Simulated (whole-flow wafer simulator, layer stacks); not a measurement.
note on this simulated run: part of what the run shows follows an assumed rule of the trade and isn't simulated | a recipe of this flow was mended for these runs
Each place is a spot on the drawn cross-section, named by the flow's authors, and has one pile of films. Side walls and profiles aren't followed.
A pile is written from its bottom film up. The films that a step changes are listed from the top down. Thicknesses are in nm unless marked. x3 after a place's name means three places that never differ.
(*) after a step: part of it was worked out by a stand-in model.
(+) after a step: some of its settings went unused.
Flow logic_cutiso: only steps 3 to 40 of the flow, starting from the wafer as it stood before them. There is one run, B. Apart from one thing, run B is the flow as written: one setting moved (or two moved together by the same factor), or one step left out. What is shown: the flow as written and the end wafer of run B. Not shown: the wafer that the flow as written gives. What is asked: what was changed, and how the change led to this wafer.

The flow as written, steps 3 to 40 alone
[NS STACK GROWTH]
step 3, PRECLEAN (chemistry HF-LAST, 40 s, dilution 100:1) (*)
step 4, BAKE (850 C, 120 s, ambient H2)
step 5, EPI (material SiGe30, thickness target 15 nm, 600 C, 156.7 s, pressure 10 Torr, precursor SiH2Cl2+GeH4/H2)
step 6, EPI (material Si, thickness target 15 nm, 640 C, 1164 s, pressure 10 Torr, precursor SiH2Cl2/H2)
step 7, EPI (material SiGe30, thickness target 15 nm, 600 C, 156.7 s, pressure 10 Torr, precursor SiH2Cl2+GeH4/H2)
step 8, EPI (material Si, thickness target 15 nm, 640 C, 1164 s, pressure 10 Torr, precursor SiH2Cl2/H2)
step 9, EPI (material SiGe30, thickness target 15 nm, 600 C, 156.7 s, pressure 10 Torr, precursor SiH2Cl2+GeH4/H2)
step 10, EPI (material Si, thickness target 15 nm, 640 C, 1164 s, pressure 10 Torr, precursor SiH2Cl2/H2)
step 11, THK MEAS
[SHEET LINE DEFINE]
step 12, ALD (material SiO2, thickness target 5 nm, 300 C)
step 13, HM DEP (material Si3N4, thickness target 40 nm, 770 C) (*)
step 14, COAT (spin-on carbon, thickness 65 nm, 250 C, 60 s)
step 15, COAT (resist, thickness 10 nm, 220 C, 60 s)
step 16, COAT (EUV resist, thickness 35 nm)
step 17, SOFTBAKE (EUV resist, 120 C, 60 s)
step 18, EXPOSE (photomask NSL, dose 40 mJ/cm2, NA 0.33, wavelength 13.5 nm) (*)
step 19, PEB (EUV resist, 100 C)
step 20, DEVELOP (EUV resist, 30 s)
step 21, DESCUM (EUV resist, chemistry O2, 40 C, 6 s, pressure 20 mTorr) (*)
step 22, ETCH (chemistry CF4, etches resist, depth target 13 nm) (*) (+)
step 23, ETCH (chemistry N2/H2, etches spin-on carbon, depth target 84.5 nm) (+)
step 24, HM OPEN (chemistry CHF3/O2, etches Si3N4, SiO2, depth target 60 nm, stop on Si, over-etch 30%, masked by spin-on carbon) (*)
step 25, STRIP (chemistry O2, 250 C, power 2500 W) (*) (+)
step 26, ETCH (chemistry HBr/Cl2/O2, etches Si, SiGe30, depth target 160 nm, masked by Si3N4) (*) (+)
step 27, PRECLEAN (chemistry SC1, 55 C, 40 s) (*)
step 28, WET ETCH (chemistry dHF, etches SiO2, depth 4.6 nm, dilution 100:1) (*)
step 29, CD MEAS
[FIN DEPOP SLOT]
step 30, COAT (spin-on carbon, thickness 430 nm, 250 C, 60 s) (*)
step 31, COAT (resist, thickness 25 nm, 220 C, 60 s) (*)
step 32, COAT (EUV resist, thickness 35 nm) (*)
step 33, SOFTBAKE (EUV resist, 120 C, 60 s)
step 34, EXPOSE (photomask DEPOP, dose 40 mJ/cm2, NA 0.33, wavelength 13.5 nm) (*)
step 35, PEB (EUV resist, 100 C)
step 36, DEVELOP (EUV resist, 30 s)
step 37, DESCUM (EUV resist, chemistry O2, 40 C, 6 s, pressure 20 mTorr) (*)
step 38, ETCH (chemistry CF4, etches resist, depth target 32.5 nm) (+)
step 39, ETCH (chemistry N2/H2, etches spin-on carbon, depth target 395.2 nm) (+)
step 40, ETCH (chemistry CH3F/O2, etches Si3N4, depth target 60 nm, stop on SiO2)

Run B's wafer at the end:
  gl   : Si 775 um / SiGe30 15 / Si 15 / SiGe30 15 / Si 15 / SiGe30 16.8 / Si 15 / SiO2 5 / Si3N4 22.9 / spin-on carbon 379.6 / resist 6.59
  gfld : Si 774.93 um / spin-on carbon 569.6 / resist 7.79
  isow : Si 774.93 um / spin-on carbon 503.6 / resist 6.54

The reason: step 9, EPI: thickness target 16.8 nm was run, while the flow as written has thickness target 15 nm; step 9, EPI: 175.5 s was run, where the flow has 156.7 s.
One can read it off the wafer: gl has SiGe30 16.8, and step 9 as written asks for 15 nm.

The path from the change to this, step by step:
  step 9, EPI (material SiGe30, thickness target 15 nm, 600 C, 156.7 s, pressure 10 Torr, precursor SiH2Cl2+GeH4/H2)
      depop, dpovl, gfld and 19 more: SiGe30 gains 16.8 (new film) (as written it would have been: SiGe30 gains 15 (new film))
  step 26, ETCH (chemistry HBr/Cl2/O2, etches Si, SiGe30, depth target 160 nm, masked by Si3N4) (*) (+)
      dpovl, gfld, gxf, iso, isow, lnri, nsgap: chemical SiO2 loses 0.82 (all of it), Si loses 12 (all of it), SiGe30 loses 16.8 (all of it), Si loses 15 (all of it), SiGe30 loses 15 (all of it), Si loses 15 (all of it), SiGe30 loses 15 (all of it), Si loses 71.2 (as written it would have been: chemical SiO2 loses 0.82 (all of it), Si loses 12 (all of it), SiGe30 loses 15 (all of it), Si loses 15 (all of it), SiGe30 loses 15 (all of it), Si loses 15 (all of it), SiGe30 loses 15 (all of it), Si loses 73)
